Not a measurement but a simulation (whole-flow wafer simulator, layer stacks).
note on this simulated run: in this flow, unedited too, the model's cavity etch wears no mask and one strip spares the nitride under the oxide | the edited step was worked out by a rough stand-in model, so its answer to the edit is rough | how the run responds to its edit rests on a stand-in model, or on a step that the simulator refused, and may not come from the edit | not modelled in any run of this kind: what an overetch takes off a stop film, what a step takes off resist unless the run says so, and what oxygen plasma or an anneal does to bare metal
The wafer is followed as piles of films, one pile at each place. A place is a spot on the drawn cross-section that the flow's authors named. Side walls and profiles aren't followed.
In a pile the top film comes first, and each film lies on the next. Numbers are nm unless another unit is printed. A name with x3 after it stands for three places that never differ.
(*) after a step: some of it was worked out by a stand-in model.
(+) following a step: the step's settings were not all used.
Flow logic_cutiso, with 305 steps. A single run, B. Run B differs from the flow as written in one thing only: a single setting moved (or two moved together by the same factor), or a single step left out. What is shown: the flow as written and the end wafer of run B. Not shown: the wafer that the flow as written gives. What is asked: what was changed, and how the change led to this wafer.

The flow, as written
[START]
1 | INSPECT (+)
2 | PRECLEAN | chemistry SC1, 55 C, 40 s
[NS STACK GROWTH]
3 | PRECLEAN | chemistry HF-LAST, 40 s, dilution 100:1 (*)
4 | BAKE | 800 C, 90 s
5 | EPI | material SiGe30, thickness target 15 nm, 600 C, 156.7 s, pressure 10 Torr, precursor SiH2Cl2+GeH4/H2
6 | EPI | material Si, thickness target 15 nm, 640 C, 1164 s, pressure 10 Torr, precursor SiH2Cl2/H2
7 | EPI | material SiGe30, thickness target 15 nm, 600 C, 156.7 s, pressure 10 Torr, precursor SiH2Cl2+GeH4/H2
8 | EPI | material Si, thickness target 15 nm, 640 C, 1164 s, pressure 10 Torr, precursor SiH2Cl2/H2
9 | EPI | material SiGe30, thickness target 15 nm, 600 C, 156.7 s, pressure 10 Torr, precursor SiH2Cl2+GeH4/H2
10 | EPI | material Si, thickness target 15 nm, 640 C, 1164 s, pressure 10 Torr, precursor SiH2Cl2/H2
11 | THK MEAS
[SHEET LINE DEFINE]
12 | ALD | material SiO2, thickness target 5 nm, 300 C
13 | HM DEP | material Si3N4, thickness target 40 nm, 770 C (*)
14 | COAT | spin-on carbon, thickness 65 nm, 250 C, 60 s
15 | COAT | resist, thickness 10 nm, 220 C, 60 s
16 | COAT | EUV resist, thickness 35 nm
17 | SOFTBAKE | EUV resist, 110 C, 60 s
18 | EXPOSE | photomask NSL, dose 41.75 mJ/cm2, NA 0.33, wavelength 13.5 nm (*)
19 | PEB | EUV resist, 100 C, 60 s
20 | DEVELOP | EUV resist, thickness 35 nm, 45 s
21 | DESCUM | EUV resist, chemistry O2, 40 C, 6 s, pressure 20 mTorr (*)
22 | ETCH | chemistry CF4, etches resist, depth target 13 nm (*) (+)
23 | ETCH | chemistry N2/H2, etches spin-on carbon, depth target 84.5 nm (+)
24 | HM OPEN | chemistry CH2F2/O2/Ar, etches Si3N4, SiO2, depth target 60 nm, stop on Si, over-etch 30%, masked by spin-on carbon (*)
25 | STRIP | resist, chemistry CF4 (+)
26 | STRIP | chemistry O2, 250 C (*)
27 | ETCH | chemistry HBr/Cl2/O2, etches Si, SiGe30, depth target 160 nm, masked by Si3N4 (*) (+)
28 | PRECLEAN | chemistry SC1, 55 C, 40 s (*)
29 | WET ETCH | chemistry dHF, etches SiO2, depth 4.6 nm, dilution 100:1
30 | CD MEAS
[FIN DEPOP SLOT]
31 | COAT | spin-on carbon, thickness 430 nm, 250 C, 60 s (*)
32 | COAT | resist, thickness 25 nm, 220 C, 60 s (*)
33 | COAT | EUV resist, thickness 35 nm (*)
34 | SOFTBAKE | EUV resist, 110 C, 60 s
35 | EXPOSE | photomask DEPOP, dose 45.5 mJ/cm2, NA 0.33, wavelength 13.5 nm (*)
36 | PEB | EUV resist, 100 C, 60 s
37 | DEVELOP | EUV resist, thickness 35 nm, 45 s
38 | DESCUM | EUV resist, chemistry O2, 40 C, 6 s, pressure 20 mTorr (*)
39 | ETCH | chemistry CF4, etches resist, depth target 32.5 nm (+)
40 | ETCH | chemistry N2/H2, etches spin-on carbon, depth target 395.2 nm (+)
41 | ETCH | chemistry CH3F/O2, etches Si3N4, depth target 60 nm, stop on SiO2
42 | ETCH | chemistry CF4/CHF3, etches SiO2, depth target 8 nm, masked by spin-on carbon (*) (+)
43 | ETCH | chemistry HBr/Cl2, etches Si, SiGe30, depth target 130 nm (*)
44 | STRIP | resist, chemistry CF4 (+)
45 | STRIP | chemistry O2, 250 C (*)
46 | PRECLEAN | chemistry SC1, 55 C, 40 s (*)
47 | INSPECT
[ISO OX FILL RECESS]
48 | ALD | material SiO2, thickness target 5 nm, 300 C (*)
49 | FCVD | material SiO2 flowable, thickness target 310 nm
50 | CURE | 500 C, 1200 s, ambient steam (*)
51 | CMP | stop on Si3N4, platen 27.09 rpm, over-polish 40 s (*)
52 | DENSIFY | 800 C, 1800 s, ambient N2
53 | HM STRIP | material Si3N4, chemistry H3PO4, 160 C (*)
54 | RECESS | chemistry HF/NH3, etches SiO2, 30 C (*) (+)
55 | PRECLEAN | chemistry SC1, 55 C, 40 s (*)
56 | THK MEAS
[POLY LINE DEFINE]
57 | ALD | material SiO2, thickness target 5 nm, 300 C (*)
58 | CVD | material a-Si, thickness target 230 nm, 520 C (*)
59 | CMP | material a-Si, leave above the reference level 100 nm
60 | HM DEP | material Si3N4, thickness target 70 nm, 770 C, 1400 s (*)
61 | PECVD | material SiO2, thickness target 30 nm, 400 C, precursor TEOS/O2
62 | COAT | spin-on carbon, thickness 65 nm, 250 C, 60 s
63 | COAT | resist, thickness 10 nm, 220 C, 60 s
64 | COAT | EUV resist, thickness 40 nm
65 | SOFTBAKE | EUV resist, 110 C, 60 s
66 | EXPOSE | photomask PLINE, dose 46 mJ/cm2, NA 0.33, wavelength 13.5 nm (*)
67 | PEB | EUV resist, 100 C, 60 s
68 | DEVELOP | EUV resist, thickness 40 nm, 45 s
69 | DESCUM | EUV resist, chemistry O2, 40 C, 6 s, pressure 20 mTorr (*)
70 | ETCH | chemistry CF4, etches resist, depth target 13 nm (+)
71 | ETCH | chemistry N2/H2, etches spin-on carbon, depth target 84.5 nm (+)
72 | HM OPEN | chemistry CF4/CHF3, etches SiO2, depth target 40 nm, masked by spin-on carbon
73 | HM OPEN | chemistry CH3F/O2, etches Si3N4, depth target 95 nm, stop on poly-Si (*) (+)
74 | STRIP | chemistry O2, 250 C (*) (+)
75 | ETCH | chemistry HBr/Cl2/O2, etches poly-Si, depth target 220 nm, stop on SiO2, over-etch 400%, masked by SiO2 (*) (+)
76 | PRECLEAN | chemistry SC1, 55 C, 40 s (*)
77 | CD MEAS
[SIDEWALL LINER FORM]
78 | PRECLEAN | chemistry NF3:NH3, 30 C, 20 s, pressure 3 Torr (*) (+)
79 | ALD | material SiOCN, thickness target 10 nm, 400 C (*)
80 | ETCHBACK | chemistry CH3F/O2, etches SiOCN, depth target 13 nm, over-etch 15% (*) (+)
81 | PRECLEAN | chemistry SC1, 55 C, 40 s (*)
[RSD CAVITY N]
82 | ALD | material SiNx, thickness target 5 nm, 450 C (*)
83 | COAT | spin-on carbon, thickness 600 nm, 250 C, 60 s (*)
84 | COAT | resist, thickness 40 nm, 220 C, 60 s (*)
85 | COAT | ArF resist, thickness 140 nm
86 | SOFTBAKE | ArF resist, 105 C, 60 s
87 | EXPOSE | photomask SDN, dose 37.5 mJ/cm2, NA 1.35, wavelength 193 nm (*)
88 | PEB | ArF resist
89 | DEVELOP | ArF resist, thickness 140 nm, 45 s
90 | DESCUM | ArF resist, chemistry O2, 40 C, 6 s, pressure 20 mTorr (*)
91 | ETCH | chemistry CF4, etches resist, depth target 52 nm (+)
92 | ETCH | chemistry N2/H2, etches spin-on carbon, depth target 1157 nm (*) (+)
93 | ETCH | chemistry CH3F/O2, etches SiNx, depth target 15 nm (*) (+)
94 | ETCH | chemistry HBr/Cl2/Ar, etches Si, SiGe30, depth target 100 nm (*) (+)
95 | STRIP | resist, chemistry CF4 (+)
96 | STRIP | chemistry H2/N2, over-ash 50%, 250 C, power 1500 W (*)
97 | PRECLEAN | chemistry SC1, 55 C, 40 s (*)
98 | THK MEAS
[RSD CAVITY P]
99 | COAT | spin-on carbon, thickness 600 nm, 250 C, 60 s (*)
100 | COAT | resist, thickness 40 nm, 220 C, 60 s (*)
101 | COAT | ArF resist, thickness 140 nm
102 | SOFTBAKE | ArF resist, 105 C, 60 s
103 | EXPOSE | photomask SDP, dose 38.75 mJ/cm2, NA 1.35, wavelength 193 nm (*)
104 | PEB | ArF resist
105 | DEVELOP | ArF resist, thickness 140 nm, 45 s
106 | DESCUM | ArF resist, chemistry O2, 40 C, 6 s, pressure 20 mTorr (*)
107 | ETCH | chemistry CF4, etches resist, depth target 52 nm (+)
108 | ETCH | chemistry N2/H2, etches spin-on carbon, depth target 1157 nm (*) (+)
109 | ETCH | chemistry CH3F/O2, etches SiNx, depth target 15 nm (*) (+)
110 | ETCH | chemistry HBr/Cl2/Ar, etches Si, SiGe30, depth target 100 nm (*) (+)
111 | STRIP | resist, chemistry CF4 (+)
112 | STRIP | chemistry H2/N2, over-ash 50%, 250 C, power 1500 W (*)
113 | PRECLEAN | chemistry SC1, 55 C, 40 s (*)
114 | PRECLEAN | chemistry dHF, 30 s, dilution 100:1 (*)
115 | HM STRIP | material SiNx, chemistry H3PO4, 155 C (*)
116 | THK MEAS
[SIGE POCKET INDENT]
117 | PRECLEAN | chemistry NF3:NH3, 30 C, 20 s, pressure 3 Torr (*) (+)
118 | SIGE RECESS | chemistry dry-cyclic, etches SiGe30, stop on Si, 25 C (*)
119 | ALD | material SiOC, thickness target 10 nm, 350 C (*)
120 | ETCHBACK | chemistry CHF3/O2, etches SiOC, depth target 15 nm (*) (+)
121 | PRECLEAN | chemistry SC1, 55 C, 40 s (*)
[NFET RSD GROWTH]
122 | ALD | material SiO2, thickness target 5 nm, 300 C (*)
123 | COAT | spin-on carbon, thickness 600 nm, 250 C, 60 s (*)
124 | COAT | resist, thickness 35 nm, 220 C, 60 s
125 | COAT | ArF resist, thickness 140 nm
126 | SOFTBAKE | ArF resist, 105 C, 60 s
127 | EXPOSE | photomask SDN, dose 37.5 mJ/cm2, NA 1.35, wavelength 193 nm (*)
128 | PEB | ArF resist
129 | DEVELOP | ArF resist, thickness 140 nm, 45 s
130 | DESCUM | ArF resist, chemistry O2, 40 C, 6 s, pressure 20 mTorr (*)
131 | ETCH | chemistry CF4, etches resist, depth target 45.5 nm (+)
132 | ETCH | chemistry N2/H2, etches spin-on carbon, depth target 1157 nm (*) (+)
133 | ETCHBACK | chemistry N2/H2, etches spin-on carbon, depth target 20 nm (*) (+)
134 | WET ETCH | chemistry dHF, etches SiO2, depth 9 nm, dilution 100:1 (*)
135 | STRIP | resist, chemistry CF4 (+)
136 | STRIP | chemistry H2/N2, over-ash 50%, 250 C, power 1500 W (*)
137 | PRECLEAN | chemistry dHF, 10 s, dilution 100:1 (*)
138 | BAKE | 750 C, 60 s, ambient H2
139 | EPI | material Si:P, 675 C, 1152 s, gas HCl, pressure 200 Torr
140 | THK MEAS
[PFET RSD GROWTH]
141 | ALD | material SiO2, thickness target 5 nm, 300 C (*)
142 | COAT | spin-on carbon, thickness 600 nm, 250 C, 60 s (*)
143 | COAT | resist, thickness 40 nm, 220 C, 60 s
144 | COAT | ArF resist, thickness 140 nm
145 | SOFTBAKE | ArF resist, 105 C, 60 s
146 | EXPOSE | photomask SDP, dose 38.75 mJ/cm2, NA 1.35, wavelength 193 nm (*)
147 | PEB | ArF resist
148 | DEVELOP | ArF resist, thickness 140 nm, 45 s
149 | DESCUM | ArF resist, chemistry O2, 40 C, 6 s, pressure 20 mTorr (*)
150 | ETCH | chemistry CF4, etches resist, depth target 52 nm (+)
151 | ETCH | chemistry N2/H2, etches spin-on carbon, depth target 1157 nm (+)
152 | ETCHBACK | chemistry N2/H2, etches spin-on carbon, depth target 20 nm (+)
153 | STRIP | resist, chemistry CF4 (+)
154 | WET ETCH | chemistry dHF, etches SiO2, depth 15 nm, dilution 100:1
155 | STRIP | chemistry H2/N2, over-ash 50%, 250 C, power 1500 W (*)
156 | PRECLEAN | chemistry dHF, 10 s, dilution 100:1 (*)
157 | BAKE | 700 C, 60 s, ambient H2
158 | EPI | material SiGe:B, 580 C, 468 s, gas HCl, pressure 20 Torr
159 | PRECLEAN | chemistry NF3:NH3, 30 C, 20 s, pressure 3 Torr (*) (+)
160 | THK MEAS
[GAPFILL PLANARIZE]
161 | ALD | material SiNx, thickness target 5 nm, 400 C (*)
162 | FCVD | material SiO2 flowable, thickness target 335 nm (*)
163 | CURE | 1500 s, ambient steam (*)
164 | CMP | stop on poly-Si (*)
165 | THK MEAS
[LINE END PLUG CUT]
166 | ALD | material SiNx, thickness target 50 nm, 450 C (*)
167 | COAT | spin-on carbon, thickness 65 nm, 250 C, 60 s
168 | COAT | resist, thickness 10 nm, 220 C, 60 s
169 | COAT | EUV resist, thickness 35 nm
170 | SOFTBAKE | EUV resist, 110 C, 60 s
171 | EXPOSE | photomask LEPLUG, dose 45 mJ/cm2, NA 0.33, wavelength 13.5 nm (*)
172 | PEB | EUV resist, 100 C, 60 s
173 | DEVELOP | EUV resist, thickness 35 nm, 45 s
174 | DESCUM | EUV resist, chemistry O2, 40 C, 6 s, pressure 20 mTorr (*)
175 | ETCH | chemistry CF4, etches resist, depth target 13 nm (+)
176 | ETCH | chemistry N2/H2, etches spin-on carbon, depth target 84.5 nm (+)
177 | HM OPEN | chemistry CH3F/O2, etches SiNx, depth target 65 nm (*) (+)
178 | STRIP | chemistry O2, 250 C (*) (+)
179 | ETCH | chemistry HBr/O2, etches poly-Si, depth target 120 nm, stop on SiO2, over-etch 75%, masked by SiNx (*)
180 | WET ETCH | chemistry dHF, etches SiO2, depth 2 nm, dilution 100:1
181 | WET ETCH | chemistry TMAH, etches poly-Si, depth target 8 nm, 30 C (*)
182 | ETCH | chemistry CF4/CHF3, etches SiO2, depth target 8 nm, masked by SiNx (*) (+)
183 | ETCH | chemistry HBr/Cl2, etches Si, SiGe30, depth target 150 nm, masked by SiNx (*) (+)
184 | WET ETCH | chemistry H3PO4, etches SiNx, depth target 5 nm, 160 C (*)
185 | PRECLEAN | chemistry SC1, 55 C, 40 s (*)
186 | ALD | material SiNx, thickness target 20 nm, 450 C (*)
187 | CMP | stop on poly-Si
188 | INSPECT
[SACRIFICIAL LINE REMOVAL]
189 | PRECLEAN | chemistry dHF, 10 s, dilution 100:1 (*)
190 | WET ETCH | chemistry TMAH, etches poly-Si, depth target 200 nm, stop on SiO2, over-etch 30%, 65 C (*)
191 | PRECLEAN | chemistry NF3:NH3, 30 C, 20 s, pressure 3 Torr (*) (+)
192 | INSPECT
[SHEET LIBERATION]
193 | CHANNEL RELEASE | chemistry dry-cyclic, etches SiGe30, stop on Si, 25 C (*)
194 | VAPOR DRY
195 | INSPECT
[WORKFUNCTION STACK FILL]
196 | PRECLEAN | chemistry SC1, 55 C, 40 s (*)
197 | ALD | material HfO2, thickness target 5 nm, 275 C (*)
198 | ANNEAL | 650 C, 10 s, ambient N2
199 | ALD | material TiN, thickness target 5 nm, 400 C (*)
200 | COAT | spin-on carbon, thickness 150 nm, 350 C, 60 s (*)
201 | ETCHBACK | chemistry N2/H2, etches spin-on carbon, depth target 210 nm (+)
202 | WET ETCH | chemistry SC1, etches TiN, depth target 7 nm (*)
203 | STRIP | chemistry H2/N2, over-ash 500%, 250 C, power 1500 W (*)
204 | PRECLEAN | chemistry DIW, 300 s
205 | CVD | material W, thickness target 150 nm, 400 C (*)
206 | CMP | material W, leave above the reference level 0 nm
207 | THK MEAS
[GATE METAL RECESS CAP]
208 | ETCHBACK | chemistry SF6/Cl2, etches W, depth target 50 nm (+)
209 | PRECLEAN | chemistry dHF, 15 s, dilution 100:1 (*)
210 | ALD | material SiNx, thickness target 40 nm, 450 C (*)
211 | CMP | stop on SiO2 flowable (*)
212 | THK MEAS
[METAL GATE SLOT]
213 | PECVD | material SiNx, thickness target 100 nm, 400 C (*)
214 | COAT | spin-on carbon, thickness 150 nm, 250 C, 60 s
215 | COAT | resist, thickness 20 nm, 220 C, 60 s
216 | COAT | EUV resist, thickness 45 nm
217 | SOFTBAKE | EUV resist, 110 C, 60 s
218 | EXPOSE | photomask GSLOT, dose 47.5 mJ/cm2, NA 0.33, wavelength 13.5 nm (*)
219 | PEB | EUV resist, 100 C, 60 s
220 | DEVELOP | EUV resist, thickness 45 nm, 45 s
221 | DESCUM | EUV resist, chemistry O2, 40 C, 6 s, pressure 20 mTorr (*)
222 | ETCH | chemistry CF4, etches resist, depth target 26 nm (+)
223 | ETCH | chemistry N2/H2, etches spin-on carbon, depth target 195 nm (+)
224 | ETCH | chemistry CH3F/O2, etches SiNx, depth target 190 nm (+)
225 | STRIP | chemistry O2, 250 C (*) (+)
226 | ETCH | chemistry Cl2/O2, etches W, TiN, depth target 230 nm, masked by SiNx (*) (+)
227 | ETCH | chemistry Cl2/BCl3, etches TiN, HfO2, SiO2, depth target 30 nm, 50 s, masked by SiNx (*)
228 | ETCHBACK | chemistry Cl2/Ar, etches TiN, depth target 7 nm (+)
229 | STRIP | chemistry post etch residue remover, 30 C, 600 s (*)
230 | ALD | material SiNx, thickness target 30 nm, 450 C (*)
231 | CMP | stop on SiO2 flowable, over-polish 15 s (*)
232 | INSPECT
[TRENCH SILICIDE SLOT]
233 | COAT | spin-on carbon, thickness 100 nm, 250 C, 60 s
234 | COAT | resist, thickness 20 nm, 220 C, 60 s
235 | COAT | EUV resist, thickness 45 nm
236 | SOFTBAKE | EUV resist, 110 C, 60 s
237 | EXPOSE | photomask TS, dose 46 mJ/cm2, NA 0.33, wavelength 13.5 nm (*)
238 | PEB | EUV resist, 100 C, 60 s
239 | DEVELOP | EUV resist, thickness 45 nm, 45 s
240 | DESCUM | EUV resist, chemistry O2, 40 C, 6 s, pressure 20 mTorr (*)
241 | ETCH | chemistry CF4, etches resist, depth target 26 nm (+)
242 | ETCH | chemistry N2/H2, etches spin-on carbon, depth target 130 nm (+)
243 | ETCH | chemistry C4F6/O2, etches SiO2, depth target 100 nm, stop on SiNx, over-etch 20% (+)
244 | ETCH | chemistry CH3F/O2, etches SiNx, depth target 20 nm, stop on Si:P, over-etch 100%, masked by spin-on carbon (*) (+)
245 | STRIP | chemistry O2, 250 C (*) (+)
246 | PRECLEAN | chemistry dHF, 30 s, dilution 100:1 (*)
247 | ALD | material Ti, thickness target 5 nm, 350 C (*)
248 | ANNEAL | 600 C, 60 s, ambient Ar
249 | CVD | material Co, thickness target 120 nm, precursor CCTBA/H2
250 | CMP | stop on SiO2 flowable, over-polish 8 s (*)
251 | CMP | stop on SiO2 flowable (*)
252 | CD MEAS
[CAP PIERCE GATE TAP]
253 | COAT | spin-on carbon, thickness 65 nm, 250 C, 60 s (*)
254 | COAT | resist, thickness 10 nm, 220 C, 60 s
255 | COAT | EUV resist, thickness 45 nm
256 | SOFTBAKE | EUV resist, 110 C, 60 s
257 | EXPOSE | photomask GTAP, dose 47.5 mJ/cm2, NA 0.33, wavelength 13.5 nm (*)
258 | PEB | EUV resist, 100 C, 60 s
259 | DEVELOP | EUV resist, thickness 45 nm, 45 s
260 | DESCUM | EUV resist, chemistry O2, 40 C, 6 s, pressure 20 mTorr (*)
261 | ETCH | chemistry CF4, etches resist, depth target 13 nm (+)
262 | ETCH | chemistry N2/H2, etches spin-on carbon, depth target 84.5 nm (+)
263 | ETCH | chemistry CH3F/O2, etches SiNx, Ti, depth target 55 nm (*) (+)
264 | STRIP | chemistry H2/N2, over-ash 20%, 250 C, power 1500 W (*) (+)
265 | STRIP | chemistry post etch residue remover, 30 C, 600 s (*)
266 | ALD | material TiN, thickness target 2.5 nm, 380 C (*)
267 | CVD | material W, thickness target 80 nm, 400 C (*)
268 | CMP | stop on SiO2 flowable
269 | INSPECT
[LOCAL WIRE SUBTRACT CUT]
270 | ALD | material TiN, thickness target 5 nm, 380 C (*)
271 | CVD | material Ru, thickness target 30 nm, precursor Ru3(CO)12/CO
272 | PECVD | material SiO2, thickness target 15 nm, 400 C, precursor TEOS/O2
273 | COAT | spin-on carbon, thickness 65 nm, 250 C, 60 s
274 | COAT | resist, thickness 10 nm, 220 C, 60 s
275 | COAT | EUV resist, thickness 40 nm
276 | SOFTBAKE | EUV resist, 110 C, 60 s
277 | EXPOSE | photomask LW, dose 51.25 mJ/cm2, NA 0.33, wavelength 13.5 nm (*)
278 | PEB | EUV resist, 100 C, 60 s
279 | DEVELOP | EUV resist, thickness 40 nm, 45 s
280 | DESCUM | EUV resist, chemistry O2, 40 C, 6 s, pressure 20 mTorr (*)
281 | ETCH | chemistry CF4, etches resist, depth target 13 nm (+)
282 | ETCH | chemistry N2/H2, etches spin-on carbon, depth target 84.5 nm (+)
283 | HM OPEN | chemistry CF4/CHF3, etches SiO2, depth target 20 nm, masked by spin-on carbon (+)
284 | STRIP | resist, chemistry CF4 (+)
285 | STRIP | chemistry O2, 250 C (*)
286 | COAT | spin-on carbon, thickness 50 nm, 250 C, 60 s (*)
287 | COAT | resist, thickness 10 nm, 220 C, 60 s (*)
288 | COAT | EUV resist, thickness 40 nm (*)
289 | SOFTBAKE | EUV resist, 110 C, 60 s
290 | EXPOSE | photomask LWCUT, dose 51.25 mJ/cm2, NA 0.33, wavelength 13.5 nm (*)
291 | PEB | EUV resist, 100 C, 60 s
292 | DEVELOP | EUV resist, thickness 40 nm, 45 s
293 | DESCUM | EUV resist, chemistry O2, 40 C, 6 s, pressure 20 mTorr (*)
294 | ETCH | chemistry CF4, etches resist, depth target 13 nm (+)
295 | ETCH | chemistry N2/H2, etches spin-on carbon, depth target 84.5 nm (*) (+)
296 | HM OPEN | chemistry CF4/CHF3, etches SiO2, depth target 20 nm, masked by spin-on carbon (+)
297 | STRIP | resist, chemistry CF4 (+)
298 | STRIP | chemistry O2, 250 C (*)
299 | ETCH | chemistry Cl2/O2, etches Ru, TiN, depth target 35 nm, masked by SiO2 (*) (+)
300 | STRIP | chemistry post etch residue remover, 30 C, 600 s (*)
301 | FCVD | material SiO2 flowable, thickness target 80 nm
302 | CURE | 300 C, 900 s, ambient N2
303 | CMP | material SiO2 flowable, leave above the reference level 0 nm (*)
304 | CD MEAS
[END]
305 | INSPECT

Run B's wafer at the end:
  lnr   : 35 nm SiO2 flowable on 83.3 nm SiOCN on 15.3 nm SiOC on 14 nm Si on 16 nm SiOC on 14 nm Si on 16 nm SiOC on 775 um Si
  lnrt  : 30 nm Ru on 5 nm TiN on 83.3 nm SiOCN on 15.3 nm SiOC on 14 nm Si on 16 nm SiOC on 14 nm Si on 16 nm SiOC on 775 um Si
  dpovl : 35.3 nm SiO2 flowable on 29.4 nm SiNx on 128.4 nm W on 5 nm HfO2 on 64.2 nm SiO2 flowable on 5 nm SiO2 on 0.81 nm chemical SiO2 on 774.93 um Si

The reason: step 57, ALD: thickness target 4 nm was run, though the flow has thickness target 5 nm.

How this came from the change, step by step:
  57 | ALD | material SiO2, thickness target 5 nm, 300 C (*)
      depop, dpovl, gfld and 19 more: +4 SiO2 (new film) (as written it would have been: +5 SiO2 (new film))
  75 | ETCH | chemistry HBr/Cl2/O2, etches poly-Si, depth target 220 nm, stop on SiO2, over-etch 400%, masked by SiO2 (*) (+)
      lnr, lnrp, lnrt, rsdn, rsdp, rsdw, rsdx: -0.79 chemical SiO2 (all of it), -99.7 poly-Si (all of it), -4 SiO2 (all of it), -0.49 chemical SiO2 (all of it), -13.9 Si (all of it) (as written it would have been: -0.79 chemical SiO2 (all of it), -99.7 poly-Si (all of it), -5 SiO2 (all of it))
      iso, lnri: -0.79 chemical SiO2 (all of it), -189.1 poly-Si (all of it), -4 SiO2 (all of it), -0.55 SiO2 flowable (as written it would have been: -0.79 chemical SiO2 (all of it), -189.1 poly-Si (all of it), -4.55 SiO2)
  80 | ETCHBACK | chemistry CH3F/O2, etches SiOCN, depth target 13 nm, over-etch 15% (*) (+)
      rsdn, rsdp, rsdw, rsdx: -10 SiOCN (all of it), -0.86 SiGe30 (as written it would have been: -10 SiOCN (all of it), -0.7 Si)
      lnr, lnrp, lnrt: +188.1 SiOCN (as written it would have been: +175.1 SiOCN)
  94 | ETCH | chemistry HBr/Cl2/Ar, etches Si, SiGe30, depth target 100 nm (*) (+)
      rsdn, rsdx: -0.49 chemical SiO2 (all of it), -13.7 SiGe30 (all of it), -15 Si (all of it), -15 SiGe30 (all of it), -15 Si (all of it), -15 SiGe30 (all of it), -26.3 Si (as written it would have been: -0.49 chemical SiO2 (all of it), -12.8 Si (all of it), -15 SiGe30 (all of it), -15 Si (all of it), -15 SiGe30 (all of it), -15 Si (all of it), -15 SiGe30 (all of it), -12.2 Si)
  110 | ETCH | chemistry HBr/Cl2/Ar, etches Si, SiGe30, depth target 100 nm (*) (+)
      rsdp, rsdw: -0.49 chemical SiO2 (all of it), -13.7 SiGe30 (all of it), -15 Si (all of it), -15 SiGe30 (all of it), -15 Si (all of it), -15 SiGe30 (all of it), -26.3 Si (as written it would have been: -0.49 chemical SiO2 (all of it), -12.8 Si (all of it), -15 SiGe30 (all of it), -15 Si (all of it), -15 SiGe30 (all of it), -15 Si (all of it), -15 SiGe30 (all of it), -12.2 Si)
  118 | SIGE RECESS | chemistry dry-cyclic, etches SiGe30, stop on Si, 25 C (*)
      lnr, lnrp, lnrt: -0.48 SiOCN, +15.3 cavity (new film), -14.8 SiGe30 (all of it), -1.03 Si, +16 cavity (new film), -15 SiGe30 (all of it), -1.03 Si, +16 cavity (new film), -15 SiGe30 (all of it), -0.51 Si (as written it would have been: -0.48 SiOCN, -0.51 Si, +16 cavity (new film), -15 SiGe30 (all of it), -1.03 Si, +16 cavity (new film), -15 SiGe30 (all of it), -1.03 Si, +16 cavity (new film), -15 SiGe30 (all of it), -0.51 Si)
  119 | ALD | material SiOC, thickness target 10 nm, 350 C (*)
      lnr, lnrp, lnrt: +10 SiOC (new film), +15.3 SiOC (new film), -15.3 cavity (all of it), +16 SiOC (new film), -16 cavity (all of it), +16 SiOC (new film), -16 cavity (all of it) (as written it would have been: +10 SiOC (new film), +16 SiOC (new film), -16 cavity (all of it), +16 SiOC (new film), -16 cavity (all of it), +16 SiOC (new film), -16 cavity (all of it))
  139 | EPI | material Si:P, 675 C, 1152 s, gas HCl, pressure 200 Torr
      rsdn, rsdx: +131 Si:P (new film) (as written it would have been: +116.9 Si:P (new film))
  141 | ALD | material SiO2, thickness target 5 nm, 300 C (*)
      gxn: +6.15 SiO2 (new film) (as written it would have been: +10.1 SiO2 (new film))
  158 | EPI | material SiGe:B, 580 C, 468 s, gas HCl, pressure 20 Torr
      rsdp, rsdw: +131 SiGe:B (new film) (as written it would have been: +116.8 SiGe:B (new film))
  159 | PRECLEAN | chemistry NF3:NH3, 30 C, 20 s, pressure 3 Torr (*) (+)
      gxn: -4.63 SiO2 (all of it), -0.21 Si3N4 (as written it would have been: -7.5 SiO2)
  164 | CMP | stop on poly-Si (*)
      gxn: -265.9 SiO2 flowable (all of it), -5 SiNx (all of it), -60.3 Si3N4 (all of it) (as written it would have been: -264.5 SiO2 flowable (all of it), -5 SiNx (all of it), -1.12 SiO2 (all of it), -60.3 Si3N4 (all of it))
  180 | WET ETCH | chemistry dHF, etches SiO2, depth 2 nm, dilution 100:1
      plug: -2.14 SiO2 (all of it) (as written it would have been: -2 SiO2)
  182 | ETCH | chemistry CF4/CHF3, etches SiO2, depth target 8 nm, masked by SiNx (*) (+)
      depop, dpovl, gfld and 18 more: nothing (as written it would have been: -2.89 SiNx)
      plug: -0.49 chemical SiO2 (all of it), -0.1 Si (as written it would have been: -1.14 SiO2 (all of it), -0.49 chemical SiO2 (all of it), -0.33 Si)
  187 | CMP | stop on poly-Si
      depop, dpovl, gfld and 18 more: -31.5 SiNx (all of it) (as written it would have been: -28.6 SiNx (all of it))
      plug: -31.5 SiNx (as written it would have been: -28.6 SiNx)
  191 | PRECLEAN | chemistry NF3:NH3, 30 C, 20 s, pressure 3 Torr (*) (+)
      depop, dpovl, gfld, gxf, isow, nsgap: -4 SiO2 (all of it), -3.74 SiO2 flowable (as written it would have been: -5 SiO2 (all of it), -2.58 SiO2 flowable)
      gl, glp, gxn, gxp, ns, tap: -4 SiO2 (all of it), -0.49 chemical SiO2 (all of it) (as written it would have been: -5 SiO2 (all of it), -0.49 chemical SiO2 (all of it))
  ... another 2 steps ...
  203 | STRIP | chemistry H2/N2, over-ash 500%, 250 C, power 1500 W (*)
      gl, glp: -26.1 spin-on carbon (all of it) (as written it would have been: -26.7 spin-on carbon (all of it))
      gxn, gxp: -25.8 spin-on carbon (all of it) (as written it would have been: -26.8 spin-on carbon (all of it))
      (also at 1 further place)
